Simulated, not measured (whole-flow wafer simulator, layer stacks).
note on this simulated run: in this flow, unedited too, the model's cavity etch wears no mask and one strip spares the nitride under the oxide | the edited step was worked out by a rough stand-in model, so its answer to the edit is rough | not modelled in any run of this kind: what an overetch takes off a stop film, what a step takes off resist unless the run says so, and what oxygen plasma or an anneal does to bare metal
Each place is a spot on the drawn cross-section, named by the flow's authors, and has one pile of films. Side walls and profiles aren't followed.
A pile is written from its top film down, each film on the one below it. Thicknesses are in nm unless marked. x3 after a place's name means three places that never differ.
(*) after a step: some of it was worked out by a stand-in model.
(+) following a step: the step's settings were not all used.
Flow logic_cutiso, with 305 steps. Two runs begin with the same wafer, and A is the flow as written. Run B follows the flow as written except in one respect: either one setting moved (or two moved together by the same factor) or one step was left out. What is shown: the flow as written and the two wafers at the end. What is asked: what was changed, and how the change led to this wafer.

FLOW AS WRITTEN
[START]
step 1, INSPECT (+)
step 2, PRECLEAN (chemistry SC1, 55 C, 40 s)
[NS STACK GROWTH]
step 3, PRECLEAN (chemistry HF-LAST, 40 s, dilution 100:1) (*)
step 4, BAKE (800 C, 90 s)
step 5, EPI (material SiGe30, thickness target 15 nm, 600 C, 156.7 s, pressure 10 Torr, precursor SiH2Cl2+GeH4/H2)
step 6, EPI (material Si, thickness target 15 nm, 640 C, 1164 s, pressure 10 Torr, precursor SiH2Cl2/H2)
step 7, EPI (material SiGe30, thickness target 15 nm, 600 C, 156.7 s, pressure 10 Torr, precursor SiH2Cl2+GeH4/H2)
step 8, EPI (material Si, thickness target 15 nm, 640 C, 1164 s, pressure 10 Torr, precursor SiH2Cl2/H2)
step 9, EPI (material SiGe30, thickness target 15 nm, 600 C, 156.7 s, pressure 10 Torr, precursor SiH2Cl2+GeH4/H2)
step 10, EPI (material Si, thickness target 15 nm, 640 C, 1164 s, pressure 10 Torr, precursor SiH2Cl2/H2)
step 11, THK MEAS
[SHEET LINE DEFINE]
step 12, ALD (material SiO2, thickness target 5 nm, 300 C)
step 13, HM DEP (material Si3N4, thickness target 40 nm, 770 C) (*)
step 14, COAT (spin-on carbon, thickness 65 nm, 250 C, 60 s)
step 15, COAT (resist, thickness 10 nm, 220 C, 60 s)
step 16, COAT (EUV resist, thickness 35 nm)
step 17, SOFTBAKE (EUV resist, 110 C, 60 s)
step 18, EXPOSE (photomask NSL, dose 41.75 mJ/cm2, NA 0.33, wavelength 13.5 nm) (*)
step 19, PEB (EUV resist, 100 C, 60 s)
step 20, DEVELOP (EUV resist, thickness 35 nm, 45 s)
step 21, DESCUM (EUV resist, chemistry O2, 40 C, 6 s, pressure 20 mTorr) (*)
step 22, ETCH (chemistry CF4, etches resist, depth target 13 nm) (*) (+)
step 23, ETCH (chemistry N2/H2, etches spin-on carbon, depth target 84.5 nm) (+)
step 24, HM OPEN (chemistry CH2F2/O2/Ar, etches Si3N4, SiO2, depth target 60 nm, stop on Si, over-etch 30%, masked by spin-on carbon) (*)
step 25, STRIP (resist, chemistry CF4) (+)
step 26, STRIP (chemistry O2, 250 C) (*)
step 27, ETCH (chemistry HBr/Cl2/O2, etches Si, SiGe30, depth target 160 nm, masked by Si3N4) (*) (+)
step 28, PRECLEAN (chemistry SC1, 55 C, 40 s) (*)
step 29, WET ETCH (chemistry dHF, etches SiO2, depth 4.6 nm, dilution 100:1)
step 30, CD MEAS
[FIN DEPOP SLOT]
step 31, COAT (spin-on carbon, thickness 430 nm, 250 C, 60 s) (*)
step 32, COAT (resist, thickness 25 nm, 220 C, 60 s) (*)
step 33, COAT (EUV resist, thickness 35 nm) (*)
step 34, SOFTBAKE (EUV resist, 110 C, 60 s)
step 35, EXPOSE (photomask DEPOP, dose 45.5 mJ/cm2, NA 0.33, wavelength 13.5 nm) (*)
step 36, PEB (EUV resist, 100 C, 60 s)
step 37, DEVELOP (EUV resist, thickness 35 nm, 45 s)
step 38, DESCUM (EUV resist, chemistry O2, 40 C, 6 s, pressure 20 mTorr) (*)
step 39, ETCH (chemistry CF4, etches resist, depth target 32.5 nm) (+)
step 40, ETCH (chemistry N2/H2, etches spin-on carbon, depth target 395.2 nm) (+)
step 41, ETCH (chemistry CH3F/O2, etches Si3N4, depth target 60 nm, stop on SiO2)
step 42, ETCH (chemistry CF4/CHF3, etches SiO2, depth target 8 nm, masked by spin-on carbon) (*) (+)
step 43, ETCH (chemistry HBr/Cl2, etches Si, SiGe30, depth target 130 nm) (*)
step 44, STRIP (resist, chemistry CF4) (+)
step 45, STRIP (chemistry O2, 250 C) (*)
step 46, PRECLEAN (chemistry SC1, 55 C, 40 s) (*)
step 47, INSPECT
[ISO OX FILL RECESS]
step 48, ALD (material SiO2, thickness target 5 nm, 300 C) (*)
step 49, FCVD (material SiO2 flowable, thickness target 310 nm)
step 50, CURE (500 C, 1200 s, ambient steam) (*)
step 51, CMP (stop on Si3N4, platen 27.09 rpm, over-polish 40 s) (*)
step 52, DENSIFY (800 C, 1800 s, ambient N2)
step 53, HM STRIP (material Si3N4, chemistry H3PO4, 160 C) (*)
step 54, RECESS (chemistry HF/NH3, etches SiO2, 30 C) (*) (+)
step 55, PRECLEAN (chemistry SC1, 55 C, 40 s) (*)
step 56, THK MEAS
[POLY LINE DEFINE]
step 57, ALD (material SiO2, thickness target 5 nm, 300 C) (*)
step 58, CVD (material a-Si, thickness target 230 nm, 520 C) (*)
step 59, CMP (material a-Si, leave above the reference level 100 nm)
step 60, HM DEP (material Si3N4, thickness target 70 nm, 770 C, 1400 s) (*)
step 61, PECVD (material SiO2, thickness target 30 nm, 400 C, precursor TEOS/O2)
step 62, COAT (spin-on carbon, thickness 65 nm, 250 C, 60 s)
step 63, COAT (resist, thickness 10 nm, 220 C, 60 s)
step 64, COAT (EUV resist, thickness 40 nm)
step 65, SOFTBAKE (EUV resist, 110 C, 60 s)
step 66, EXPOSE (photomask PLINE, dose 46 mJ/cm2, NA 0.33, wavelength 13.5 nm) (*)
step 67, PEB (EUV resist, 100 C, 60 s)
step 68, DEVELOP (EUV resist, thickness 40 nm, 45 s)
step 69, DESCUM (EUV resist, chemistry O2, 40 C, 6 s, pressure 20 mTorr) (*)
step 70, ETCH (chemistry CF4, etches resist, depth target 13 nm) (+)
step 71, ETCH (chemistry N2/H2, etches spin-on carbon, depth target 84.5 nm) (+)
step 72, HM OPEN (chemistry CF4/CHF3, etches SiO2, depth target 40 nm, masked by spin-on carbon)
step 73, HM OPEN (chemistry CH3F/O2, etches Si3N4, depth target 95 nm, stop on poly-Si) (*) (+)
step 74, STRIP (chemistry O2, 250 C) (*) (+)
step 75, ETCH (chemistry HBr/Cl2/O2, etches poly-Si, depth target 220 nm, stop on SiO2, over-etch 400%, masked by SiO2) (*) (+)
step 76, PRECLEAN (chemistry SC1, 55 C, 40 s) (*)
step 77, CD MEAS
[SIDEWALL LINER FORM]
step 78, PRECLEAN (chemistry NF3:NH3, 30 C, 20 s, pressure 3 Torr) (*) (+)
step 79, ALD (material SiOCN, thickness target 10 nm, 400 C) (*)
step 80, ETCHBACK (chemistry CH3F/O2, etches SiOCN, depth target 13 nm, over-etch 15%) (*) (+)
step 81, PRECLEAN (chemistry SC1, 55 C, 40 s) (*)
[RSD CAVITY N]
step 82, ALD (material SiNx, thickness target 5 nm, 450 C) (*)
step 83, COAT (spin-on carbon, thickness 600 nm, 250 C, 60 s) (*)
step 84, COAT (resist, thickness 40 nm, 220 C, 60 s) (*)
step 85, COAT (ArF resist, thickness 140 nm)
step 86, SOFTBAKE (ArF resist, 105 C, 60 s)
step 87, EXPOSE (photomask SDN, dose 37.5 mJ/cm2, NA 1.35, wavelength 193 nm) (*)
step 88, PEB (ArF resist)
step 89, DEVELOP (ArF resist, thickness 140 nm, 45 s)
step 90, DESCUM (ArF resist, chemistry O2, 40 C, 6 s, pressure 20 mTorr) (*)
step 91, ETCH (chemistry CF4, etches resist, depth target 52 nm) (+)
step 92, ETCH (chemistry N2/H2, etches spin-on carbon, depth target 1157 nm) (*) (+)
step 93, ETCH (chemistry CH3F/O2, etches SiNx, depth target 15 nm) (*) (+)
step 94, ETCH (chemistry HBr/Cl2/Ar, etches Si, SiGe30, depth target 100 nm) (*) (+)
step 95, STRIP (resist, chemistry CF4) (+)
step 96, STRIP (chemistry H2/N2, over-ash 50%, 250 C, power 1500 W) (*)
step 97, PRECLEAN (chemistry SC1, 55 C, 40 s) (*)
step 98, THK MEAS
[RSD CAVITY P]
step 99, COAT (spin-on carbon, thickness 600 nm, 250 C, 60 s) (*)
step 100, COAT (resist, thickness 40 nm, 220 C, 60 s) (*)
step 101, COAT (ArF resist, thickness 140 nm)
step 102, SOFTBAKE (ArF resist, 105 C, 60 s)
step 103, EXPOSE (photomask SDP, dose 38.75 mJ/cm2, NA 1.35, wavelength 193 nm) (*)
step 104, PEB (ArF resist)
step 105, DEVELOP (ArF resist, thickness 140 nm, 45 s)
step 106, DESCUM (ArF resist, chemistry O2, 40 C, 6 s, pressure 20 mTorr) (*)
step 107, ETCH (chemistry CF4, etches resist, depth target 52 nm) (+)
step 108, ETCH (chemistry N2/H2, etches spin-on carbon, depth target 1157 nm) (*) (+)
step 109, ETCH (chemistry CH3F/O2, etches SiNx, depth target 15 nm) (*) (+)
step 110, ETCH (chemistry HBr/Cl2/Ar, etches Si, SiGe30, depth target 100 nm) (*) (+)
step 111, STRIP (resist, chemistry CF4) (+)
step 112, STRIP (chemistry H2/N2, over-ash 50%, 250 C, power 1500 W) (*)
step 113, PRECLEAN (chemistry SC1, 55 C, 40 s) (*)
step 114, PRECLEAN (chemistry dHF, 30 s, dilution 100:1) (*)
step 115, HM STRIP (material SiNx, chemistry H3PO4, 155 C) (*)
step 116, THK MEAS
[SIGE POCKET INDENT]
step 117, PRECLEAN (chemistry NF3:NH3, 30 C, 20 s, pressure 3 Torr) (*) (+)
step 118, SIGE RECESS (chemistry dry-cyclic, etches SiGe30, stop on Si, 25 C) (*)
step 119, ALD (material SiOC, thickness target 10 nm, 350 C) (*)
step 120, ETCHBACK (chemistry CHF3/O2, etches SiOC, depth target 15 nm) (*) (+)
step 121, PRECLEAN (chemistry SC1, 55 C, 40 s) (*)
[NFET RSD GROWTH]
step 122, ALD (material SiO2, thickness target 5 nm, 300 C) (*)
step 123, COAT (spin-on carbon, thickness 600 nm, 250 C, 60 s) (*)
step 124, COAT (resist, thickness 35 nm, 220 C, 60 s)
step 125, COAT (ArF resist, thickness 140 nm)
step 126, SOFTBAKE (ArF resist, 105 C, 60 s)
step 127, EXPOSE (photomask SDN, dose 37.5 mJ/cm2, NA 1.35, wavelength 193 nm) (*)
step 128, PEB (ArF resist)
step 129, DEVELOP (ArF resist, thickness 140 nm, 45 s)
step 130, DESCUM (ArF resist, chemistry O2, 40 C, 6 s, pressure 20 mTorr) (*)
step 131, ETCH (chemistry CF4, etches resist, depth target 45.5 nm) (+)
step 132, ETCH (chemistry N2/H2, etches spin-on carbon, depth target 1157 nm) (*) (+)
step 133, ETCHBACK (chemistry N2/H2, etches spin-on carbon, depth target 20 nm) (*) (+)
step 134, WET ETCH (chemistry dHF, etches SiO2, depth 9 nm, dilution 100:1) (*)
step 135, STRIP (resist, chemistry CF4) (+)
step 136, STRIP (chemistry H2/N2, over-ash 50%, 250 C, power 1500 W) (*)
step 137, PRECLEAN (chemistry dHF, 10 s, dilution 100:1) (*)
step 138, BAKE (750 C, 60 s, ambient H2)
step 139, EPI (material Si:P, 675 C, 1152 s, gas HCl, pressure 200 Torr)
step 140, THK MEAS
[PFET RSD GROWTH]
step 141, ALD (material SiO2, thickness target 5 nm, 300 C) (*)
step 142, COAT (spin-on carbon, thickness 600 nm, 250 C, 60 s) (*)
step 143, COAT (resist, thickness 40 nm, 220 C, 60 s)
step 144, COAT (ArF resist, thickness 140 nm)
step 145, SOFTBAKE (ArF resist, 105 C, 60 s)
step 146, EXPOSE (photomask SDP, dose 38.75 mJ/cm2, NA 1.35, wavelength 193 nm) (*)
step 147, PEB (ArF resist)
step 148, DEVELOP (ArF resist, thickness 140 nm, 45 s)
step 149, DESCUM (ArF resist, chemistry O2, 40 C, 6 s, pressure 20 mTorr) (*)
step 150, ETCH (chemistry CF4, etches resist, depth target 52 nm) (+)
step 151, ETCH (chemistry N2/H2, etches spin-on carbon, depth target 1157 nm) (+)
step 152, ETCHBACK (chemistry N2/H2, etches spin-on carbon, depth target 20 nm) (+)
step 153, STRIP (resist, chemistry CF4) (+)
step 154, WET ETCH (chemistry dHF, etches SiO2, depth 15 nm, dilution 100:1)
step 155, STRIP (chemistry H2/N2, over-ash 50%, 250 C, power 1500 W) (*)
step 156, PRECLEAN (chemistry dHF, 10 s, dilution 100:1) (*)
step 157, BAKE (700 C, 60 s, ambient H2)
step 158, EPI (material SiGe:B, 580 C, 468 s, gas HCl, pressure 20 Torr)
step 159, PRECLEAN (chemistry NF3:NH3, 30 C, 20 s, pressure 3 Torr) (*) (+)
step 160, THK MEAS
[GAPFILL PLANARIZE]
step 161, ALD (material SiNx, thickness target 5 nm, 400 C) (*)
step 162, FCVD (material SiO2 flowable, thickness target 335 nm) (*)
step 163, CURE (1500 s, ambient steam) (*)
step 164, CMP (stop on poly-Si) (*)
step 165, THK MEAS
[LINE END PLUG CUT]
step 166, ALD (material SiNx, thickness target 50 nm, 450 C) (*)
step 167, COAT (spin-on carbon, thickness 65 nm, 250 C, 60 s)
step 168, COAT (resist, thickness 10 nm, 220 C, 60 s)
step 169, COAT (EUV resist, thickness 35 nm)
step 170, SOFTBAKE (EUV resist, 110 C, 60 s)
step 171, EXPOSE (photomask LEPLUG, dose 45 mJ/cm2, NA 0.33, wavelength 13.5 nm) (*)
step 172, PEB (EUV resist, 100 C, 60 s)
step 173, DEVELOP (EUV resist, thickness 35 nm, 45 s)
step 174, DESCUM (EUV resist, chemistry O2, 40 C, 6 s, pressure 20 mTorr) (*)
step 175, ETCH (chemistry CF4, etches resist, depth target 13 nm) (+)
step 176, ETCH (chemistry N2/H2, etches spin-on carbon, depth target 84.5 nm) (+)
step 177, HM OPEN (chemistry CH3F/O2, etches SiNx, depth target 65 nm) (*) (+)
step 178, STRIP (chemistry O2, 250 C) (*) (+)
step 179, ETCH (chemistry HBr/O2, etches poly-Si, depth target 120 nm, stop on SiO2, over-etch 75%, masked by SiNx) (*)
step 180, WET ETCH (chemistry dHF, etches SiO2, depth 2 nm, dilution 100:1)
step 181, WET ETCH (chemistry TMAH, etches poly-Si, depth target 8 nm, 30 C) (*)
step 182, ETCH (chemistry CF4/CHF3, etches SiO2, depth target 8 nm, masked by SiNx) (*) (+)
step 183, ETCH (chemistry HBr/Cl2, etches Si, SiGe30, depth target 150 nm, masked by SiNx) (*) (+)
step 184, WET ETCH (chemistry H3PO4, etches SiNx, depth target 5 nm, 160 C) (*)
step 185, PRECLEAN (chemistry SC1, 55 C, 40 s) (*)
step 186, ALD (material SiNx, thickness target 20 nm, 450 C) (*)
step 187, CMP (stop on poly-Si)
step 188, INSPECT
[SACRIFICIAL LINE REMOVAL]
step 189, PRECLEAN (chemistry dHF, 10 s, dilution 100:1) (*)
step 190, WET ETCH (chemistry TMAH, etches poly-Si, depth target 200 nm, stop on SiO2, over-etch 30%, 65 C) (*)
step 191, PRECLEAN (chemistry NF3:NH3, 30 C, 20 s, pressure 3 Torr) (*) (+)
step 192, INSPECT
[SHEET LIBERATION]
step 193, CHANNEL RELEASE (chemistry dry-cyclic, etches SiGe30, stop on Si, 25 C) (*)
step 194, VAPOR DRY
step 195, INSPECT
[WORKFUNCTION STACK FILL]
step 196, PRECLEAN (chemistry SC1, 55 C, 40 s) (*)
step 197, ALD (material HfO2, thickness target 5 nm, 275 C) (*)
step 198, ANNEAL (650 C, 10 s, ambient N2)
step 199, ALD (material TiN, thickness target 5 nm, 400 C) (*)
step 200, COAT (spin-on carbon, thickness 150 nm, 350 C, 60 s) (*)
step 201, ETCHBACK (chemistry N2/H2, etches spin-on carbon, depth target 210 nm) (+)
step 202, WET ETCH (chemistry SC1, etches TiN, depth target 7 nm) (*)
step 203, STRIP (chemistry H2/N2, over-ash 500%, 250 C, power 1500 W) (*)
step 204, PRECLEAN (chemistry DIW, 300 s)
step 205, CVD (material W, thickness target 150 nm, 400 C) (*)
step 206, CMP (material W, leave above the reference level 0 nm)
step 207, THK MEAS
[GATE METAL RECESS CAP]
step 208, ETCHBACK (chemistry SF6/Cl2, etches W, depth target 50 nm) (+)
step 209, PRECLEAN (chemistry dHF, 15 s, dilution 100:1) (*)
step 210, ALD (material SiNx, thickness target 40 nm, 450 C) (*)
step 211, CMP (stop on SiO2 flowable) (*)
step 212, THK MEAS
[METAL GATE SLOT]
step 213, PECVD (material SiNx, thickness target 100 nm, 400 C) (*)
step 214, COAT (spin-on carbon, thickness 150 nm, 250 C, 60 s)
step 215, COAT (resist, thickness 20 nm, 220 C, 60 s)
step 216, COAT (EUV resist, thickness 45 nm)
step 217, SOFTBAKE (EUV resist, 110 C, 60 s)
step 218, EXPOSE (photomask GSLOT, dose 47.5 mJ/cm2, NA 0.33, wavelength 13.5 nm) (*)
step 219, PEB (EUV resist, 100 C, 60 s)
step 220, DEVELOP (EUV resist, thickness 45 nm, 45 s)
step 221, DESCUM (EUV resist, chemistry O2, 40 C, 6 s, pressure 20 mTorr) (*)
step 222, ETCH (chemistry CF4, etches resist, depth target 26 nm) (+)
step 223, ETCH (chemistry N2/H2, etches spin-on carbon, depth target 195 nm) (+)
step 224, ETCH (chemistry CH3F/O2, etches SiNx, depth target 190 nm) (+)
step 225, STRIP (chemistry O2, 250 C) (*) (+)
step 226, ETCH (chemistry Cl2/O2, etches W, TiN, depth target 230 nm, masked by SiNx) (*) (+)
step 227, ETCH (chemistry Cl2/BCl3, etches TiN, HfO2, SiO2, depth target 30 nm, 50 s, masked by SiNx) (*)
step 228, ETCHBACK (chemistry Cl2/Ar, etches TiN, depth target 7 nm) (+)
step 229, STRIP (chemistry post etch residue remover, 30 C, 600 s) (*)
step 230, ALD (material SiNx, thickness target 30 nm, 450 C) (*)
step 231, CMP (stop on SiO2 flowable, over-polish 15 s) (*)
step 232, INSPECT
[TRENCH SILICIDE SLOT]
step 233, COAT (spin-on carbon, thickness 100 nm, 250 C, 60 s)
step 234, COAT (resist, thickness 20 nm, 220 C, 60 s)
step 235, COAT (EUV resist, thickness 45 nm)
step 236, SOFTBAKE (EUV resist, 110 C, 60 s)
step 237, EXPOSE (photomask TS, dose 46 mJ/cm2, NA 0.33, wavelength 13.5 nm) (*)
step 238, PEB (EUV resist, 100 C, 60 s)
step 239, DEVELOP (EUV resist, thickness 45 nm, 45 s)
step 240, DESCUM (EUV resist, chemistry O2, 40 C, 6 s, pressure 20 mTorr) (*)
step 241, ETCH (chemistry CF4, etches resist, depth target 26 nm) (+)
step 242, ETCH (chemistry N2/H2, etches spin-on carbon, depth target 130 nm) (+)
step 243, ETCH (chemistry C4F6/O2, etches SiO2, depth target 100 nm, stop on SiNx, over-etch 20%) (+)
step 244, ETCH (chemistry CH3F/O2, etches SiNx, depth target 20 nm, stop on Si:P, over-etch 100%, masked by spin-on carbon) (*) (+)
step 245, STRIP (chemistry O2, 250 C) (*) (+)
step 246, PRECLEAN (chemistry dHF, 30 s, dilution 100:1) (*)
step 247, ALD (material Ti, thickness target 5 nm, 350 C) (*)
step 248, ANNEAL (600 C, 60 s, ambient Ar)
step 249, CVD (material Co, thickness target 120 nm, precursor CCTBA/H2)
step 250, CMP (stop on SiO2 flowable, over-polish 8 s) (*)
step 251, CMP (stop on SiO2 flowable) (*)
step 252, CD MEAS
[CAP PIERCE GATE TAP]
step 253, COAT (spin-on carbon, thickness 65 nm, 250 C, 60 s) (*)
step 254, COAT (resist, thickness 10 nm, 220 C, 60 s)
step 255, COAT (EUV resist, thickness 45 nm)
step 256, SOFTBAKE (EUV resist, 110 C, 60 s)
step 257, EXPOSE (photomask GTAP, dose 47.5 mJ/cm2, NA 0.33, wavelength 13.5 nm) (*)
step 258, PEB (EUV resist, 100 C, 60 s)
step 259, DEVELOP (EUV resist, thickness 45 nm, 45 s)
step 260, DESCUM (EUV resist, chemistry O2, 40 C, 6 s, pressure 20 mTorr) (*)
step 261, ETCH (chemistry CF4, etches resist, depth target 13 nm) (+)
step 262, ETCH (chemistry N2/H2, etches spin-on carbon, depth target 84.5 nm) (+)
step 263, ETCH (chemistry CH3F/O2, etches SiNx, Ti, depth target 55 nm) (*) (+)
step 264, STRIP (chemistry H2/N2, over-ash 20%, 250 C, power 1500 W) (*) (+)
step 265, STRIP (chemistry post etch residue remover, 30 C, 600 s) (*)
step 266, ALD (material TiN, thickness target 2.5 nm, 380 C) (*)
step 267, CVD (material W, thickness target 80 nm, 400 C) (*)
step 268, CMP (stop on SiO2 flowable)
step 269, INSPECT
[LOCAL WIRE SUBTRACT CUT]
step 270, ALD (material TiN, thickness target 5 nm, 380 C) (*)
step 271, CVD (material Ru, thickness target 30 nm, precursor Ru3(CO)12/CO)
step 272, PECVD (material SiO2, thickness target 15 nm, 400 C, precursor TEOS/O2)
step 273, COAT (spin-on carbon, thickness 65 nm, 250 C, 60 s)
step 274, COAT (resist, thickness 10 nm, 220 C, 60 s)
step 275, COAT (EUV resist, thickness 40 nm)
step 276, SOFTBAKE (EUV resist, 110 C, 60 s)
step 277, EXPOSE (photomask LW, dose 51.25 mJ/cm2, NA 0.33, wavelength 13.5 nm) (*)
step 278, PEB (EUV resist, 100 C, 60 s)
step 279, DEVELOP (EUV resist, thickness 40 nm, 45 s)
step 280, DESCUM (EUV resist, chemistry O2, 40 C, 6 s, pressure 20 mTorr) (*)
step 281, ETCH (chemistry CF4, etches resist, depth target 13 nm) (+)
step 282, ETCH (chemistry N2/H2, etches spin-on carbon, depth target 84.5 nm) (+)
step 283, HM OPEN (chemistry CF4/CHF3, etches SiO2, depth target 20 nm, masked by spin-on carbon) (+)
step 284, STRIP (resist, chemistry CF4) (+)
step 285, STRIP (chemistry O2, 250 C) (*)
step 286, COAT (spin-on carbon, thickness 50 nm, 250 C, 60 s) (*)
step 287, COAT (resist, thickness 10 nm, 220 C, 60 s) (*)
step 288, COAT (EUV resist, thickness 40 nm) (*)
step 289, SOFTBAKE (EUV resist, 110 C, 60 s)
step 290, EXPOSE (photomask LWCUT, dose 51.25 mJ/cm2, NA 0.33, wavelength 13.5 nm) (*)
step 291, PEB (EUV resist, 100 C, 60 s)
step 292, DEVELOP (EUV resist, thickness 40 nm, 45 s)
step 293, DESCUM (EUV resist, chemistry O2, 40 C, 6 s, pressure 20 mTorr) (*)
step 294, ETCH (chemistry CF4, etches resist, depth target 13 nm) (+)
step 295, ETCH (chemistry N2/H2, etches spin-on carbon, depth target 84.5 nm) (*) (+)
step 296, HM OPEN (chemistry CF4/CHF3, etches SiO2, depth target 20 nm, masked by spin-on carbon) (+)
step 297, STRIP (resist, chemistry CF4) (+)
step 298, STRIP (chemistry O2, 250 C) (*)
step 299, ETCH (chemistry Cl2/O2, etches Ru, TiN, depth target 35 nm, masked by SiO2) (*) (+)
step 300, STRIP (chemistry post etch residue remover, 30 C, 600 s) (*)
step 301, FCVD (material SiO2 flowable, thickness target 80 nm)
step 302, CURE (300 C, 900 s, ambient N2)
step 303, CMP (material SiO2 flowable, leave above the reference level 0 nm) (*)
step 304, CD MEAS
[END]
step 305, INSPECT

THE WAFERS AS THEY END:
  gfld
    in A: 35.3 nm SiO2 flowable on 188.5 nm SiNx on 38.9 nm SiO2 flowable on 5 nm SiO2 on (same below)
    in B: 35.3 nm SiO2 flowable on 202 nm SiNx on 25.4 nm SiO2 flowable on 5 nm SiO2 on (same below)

What caused this: step 227, ETCH: depth target 43.5 nm was run, whereas the flow has depth target 30 nm; step 227, ETCH: 72.5 s was run, where the flow has 50 s.

The path from the change to this, step by step:
  step 227, ETCH (chemistry Cl2/BCl3, etches TiN, HfO2, SiO2, depth target 30 nm, 50 s, masked by SiNx) (*)
      depop, dpovl, gl and 18 more: A SiNx loses 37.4 | B SiNx loses 54.3
      gfld: A HfO2 loses 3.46 (all of it), SiO2 flowable loses 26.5 | B HfO2 loses 3.46 (all of it), SiO2 flowable loses 40
  step 231, CMP (stop on SiO2 flowable, over-polish 15 s) (*)
      depop, dpovl, gfld and 10 more: A SiNx loses 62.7 | B SiNx loses 45.9
      lnr, lnri, lnrp, lnrt: A SiNx loses 61 (all of it), SiOCN loses 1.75 | B SiNx loses 44.1 (all of it), SiOCN loses 1.75
      (as well as at 5 more places)
